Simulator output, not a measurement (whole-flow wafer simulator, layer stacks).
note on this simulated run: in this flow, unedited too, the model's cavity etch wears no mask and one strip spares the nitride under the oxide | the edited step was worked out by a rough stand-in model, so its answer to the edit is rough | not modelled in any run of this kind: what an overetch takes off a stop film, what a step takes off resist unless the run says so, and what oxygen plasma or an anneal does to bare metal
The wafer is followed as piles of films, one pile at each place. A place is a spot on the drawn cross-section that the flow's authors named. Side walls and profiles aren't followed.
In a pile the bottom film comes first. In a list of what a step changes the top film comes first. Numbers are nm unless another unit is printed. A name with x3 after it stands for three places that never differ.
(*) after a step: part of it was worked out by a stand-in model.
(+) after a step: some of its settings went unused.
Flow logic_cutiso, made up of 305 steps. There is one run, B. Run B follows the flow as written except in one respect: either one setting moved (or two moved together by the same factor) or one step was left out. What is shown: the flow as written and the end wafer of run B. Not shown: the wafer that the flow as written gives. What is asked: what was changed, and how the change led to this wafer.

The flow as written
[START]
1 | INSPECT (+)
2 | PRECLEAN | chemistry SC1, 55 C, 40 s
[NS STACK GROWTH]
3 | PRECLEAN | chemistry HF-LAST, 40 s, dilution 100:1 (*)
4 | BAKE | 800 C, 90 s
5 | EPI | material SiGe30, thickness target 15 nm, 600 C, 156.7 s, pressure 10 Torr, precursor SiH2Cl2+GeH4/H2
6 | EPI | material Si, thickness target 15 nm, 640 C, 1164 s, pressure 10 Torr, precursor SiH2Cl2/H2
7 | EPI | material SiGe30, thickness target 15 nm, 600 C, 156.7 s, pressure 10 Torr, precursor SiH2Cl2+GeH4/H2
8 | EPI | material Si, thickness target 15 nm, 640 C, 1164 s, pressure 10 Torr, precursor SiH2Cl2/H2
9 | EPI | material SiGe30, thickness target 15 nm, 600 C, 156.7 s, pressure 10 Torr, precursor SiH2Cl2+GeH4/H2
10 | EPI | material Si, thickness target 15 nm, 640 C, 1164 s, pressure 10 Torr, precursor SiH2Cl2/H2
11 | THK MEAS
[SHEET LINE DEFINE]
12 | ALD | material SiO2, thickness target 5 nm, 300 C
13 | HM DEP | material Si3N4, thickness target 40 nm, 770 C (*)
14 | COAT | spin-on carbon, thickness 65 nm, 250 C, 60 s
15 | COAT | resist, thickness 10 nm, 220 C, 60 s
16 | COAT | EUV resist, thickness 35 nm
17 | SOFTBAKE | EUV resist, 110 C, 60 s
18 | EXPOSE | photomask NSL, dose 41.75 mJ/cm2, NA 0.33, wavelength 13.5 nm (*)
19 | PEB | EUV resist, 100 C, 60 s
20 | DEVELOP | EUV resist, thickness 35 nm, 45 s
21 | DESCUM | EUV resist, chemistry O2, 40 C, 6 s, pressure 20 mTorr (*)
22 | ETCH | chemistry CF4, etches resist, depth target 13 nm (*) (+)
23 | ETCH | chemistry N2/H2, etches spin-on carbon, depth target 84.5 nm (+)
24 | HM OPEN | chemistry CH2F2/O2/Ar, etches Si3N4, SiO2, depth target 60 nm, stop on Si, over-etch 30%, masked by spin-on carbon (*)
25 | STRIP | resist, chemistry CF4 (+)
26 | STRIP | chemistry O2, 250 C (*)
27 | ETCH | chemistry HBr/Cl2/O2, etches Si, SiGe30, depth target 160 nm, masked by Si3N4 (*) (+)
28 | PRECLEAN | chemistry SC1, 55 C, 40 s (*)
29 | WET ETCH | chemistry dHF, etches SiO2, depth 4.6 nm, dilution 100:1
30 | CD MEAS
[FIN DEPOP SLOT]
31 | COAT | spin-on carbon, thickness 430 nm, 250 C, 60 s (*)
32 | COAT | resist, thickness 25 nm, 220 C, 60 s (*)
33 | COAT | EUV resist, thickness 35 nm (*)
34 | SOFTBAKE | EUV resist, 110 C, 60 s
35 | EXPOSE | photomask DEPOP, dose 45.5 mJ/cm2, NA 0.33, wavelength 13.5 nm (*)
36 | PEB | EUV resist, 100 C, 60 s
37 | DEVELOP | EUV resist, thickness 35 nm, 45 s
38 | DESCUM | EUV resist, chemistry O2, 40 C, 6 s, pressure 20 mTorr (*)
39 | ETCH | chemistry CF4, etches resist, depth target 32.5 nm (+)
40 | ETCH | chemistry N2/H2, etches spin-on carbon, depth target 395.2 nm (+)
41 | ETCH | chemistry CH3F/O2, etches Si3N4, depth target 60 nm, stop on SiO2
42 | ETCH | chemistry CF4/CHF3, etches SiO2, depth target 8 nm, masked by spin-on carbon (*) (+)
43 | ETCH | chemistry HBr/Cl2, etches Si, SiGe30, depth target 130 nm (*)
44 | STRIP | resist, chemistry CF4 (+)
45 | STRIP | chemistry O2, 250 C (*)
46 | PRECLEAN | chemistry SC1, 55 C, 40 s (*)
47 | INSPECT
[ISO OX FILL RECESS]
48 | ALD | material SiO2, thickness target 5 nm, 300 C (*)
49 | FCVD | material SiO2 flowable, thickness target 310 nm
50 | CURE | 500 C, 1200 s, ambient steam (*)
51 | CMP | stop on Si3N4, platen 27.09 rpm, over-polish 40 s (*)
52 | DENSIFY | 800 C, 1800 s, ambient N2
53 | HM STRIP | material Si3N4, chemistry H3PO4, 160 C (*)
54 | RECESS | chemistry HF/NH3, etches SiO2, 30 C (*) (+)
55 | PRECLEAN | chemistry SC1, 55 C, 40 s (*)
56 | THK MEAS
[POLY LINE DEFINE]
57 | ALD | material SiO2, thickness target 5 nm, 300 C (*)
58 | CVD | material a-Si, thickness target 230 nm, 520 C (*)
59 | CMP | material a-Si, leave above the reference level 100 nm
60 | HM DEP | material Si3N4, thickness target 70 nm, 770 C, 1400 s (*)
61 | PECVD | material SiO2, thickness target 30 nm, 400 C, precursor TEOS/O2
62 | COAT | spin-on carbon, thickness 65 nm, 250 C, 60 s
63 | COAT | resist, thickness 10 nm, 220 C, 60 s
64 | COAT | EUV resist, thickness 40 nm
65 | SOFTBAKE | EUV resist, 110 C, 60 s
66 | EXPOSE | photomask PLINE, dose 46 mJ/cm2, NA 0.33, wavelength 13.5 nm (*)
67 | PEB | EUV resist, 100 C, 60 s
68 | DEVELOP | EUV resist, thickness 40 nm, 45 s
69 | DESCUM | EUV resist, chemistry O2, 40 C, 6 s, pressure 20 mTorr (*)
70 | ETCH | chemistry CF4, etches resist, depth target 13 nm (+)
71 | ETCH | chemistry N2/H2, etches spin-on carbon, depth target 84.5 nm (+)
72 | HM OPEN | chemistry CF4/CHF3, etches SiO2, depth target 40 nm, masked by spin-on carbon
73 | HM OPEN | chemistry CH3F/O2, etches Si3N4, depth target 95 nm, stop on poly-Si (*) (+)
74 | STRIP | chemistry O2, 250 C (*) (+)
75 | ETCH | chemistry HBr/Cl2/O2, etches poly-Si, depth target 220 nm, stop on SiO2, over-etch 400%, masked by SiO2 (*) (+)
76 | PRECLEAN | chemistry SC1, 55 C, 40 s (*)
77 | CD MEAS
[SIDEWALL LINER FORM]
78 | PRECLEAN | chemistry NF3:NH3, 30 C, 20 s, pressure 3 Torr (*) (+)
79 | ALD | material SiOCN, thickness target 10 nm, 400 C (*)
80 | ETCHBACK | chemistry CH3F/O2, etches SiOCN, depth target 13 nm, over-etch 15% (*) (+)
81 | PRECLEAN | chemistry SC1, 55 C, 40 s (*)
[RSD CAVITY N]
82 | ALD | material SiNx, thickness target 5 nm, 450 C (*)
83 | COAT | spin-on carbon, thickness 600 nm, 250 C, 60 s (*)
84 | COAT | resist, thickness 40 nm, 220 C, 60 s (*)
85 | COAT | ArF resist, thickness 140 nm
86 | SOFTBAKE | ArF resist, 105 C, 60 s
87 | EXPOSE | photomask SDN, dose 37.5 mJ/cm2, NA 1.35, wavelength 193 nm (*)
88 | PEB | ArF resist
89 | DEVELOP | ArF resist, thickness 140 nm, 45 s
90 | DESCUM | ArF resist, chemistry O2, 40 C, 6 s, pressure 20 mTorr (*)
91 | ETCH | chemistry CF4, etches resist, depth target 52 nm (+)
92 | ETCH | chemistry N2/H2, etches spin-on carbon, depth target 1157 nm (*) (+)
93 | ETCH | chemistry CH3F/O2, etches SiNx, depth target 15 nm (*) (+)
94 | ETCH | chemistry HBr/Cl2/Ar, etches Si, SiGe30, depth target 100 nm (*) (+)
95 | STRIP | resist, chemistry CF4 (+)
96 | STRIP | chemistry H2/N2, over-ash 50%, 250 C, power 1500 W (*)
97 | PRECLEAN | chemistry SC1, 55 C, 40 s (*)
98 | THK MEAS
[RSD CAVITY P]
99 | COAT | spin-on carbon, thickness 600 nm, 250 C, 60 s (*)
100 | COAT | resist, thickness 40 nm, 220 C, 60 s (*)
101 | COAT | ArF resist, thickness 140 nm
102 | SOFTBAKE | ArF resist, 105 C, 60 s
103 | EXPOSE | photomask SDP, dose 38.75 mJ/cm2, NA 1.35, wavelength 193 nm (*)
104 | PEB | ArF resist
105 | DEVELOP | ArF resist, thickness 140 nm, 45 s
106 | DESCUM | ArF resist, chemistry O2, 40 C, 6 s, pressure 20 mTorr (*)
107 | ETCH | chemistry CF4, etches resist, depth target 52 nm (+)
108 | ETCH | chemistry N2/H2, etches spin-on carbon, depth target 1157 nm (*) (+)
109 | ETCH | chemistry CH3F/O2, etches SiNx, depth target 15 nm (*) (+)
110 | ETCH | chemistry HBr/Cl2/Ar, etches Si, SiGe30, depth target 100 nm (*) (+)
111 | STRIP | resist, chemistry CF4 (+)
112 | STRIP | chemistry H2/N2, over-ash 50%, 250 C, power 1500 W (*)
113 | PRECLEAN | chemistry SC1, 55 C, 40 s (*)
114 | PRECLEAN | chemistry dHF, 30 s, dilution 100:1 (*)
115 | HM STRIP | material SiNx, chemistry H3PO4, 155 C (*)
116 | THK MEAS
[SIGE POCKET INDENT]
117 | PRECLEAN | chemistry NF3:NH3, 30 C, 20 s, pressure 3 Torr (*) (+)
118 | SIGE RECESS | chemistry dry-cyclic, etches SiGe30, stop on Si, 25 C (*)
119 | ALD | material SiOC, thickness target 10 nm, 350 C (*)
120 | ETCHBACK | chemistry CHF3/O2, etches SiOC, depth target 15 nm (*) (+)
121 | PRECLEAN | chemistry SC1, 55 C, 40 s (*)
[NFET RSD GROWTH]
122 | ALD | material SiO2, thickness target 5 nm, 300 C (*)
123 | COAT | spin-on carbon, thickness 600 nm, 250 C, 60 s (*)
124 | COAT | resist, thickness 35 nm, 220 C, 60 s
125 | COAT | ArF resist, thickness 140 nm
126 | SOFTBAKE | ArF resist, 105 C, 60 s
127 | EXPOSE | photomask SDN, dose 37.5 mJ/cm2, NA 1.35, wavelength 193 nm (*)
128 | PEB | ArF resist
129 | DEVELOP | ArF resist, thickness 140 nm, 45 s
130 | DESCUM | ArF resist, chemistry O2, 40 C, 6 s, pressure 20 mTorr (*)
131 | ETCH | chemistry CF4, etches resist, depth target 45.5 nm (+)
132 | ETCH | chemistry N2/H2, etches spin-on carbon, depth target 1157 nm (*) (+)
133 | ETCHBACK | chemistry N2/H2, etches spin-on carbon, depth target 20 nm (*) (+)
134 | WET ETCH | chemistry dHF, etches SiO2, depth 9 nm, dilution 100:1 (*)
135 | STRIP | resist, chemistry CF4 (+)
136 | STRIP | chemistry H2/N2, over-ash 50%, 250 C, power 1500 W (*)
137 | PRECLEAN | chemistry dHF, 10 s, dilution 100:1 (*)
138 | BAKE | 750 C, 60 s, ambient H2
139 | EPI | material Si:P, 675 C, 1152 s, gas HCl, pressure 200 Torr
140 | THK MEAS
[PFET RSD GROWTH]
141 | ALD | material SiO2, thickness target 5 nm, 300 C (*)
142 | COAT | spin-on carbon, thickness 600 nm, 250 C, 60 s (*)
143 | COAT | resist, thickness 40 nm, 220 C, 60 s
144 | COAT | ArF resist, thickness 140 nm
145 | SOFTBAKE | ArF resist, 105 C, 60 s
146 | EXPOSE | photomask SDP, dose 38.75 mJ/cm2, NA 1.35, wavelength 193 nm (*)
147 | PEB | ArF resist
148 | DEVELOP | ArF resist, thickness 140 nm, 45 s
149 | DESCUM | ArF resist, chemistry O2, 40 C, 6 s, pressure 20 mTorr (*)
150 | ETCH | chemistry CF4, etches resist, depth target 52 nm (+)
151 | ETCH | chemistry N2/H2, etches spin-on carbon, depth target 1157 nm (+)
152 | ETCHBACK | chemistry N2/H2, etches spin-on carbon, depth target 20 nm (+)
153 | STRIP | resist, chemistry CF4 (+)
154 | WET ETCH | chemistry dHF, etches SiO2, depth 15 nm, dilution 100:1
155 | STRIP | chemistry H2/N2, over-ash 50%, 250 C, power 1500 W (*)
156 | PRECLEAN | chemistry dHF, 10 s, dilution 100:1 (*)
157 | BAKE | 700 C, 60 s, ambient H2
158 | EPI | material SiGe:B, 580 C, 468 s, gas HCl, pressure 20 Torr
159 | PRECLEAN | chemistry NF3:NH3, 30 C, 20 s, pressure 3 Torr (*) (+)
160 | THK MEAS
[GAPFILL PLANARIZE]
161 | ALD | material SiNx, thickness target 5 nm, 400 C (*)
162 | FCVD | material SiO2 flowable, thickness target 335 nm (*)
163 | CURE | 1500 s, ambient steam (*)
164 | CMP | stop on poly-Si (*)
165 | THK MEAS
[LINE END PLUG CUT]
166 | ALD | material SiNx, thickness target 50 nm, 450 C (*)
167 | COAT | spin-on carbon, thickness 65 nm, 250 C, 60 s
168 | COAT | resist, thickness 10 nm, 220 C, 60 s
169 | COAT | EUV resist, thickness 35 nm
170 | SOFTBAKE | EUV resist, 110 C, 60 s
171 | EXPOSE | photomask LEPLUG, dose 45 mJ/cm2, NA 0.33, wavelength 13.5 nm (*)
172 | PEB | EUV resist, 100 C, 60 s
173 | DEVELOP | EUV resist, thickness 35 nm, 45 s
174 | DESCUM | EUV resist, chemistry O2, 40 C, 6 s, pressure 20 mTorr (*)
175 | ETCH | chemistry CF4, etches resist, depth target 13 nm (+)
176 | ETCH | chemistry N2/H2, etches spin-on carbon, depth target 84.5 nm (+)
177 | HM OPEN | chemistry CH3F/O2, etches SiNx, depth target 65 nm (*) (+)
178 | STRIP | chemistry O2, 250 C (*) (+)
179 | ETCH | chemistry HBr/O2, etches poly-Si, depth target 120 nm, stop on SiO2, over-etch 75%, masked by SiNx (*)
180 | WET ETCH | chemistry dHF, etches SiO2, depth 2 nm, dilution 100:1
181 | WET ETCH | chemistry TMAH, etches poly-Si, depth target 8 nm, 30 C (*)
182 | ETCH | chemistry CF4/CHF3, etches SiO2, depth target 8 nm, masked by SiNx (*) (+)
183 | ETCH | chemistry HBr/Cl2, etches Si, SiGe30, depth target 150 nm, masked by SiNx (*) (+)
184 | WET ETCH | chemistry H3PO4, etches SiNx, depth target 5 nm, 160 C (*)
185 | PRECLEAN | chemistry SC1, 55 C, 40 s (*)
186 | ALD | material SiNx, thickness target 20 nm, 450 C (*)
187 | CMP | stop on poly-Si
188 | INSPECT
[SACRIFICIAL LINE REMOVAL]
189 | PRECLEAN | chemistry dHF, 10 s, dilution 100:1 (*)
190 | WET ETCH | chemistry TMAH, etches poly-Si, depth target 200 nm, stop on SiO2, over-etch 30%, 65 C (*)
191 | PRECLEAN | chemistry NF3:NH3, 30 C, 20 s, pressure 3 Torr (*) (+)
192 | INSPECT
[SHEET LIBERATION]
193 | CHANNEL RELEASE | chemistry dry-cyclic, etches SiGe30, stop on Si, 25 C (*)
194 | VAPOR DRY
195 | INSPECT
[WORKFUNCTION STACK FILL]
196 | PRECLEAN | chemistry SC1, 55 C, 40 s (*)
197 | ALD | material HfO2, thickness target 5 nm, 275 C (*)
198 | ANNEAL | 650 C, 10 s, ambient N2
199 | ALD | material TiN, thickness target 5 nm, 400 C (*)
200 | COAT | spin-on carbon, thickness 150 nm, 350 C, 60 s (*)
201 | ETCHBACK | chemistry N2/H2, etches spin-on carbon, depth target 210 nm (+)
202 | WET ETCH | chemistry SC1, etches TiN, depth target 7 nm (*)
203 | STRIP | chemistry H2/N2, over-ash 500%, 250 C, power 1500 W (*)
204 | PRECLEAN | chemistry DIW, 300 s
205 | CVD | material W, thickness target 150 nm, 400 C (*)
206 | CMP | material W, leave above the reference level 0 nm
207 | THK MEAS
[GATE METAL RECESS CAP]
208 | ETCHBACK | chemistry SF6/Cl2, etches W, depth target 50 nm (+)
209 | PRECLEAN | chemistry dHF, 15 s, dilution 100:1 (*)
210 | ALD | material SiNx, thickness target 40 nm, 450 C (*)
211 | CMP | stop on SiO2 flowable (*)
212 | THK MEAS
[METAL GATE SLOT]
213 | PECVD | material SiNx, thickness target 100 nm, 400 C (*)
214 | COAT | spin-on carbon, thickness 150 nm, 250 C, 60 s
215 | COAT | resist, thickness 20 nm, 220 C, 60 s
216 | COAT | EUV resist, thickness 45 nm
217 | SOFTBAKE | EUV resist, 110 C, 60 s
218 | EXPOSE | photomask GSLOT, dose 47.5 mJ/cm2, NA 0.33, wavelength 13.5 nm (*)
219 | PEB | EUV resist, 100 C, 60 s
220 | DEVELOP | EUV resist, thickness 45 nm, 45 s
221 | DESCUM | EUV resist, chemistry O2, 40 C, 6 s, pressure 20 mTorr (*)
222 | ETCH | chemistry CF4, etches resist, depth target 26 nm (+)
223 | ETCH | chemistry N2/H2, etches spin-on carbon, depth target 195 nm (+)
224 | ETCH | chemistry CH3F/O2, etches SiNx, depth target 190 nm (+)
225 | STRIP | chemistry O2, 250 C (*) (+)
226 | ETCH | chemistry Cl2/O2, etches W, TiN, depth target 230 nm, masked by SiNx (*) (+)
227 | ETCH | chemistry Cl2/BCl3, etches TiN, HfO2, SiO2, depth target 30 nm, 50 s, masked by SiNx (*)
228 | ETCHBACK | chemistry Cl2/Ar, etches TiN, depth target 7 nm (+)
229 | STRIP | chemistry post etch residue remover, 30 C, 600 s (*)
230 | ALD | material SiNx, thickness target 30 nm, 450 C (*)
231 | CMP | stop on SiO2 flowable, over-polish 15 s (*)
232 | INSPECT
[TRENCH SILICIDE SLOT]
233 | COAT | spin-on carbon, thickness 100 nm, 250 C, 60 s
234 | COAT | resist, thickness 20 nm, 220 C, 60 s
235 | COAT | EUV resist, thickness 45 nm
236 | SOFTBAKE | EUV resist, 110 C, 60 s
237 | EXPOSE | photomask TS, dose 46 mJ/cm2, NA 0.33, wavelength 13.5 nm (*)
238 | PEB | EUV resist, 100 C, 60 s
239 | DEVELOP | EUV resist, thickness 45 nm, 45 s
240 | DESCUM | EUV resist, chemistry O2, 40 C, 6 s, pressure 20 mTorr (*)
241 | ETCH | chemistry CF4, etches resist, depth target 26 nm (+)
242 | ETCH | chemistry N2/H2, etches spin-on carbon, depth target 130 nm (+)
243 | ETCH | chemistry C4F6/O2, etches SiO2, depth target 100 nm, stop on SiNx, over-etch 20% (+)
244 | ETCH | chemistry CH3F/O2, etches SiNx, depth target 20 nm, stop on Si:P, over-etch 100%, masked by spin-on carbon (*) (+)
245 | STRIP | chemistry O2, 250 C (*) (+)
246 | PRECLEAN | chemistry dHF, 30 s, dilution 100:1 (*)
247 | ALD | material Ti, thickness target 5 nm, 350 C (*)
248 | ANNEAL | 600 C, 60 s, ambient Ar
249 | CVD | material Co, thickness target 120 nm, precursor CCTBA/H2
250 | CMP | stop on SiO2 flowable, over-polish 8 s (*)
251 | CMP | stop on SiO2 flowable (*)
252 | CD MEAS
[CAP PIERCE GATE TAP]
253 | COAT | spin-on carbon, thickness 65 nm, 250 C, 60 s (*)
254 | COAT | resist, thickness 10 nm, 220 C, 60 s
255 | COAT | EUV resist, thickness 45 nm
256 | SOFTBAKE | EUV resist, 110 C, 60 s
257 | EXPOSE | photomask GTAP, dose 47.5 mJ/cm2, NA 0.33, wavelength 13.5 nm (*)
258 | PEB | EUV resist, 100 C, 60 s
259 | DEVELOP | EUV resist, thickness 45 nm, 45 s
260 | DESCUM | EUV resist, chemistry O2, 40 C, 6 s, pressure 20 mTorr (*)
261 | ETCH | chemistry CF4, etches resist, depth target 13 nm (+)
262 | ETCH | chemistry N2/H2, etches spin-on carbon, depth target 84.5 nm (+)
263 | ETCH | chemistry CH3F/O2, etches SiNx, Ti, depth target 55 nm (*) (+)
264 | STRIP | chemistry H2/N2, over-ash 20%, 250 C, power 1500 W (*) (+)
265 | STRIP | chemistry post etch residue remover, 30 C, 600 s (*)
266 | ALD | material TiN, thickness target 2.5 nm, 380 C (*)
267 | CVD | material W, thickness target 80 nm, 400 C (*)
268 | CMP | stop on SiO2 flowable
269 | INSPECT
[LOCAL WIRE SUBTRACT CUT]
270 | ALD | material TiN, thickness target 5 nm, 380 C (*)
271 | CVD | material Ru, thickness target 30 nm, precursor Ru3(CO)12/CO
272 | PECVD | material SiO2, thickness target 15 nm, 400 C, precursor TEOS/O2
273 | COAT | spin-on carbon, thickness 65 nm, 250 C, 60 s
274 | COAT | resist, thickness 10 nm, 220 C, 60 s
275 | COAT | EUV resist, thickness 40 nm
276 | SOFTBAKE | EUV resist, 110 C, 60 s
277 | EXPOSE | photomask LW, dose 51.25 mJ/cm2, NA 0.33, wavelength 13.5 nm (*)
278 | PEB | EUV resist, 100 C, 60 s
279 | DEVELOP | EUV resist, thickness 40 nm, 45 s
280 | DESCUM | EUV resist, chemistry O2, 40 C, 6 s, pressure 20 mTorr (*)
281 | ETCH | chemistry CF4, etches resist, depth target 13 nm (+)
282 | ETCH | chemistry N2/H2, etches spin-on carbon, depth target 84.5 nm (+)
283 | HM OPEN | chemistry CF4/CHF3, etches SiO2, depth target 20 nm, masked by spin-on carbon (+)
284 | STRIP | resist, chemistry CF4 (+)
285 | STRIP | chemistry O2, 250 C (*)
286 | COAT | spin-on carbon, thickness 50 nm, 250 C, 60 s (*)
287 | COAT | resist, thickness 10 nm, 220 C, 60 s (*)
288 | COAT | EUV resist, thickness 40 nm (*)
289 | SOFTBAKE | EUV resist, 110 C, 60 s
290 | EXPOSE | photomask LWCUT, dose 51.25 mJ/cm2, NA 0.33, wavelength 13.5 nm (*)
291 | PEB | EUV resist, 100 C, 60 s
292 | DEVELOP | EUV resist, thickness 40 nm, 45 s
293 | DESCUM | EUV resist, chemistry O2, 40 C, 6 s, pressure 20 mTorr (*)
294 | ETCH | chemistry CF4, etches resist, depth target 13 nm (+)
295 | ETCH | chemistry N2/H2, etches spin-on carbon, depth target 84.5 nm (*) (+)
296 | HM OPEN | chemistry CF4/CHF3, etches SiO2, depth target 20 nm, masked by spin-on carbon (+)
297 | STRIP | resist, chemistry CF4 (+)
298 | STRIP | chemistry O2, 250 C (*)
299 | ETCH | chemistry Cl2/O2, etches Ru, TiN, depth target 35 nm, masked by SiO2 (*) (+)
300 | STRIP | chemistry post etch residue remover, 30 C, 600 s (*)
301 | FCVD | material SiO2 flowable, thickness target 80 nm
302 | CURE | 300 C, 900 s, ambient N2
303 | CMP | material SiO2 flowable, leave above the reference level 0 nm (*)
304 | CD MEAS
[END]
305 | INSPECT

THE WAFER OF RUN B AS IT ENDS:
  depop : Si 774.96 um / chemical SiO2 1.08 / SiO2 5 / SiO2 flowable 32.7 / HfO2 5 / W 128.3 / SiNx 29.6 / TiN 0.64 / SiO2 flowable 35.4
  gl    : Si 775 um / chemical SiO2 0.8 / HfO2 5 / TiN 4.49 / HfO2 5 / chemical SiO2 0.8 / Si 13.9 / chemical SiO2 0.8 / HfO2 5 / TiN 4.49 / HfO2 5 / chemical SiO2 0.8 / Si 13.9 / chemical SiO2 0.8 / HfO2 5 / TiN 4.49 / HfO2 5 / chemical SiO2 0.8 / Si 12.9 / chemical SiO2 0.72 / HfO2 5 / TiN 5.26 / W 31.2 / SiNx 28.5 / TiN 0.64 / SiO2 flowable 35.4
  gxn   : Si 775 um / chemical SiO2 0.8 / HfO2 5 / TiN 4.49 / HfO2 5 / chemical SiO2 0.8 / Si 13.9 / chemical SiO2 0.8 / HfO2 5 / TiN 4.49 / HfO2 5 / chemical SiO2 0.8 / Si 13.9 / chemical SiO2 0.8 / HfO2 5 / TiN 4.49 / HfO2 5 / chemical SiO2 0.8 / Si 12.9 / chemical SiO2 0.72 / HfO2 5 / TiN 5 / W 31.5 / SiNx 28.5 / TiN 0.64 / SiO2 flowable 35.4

The reason: step 270, ALD: thickness target 6 nm was run, whereas the flow has thickness target 5 nm.

The path from the change to this, step by step:
  270 | ALD | material TiN, thickness target 5 nm, 380 C (*)
      depop, dpovl, gfld and 19 more: TiN gains 6 (new film) (in the flow as written it would be: TiN gains 5 (new film))
  299 | ETCH | chemistry Cl2/O2, etches Ru, TiN, depth target 35 nm, masked by SiO2 (*) (+)
      depop, dpovl, gfld and 14 more: Ru loses 29.6 (all of it), TiN loses 5.36 (in the flow as written it would be: Ru loses 29.6 (all of it), TiN loses 5 (all of it))
      rsdw: Ru loses 29.6 (all of it), TiN loses 5.35 (in the flow as written it would be: Ru loses 29.6 (all of it), TiN loses 5 (all of it))
  301 | FCVD | material SiO2 flowable, thickness target 80 nm
      iso, rsdx: SiO2 flowable gains 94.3 (new film) (in the flow as written it would be: SiO2 flowable gains 94.2)
With metal films that touch counted as one body, depop has 2 bodies (between them, from the top down: SiNx 29.6); the flow as written gives 1 body.
With metal films that touch counted as one body, gl has 5 bodies (between them, from the top down: SiNx 28.5; HfO2 5 / chemical SiO2 0.72 / Si 12.9 / chemical SiO2 0.8 / HfO2 5; HfO2 5 / chemical SiO2 0.8 / Si 13.9 / chemical SiO2 0.8 / HfO2 5; HfO2 5 / chemical SiO2 0.8 / Si 13.9 / chemical SiO2 0.8 / HfO2 5); the flow as written gives 4 bodies (between them, from the top down: HfO2 5 / chemical SiO2 0.72 / Si 12.9 / chemical SiO2 0.8 / HfO2 5; HfO2 5 / chemical SiO2 0.8 / Si 13.9 / chemical SiO2 0.8 / HfO2 5; HfO2 5 / chemical SiO2 0.8 / Si 13.9 / chemical SiO2 0.8 / HfO2 5).
With metal films that touch counted as one body, gxn has 5 bodies (between them, from the top down: SiNx 28.5; HfO2 5 / chemical SiO2 0.72 / Si 12.9 / chemical SiO2 0.8 / HfO2 5; HfO2 5 / chemical SiO2 0.8 / Si 13.9 / chemical SiO2 0.8 / HfO2 5; HfO2 5 / chemical SiO2 0.8 / Si 13.9 / chemical SiO2 0.8 / HfO2 5); the flow as written gives 4 bodies (between them, from the top down: HfO2 5 / chemical SiO2 0.72 / Si 12.9 / chemical SiO2 0.8 / HfO2 5; HfO2 5 / chemical SiO2 0.8 / Si 13.9 / chemical SiO2 0.8 / HfO2 5; HfO2 5 / chemical SiO2 0.8 / Si 13.9 / chemical SiO2 0.8 / HfO2 5).
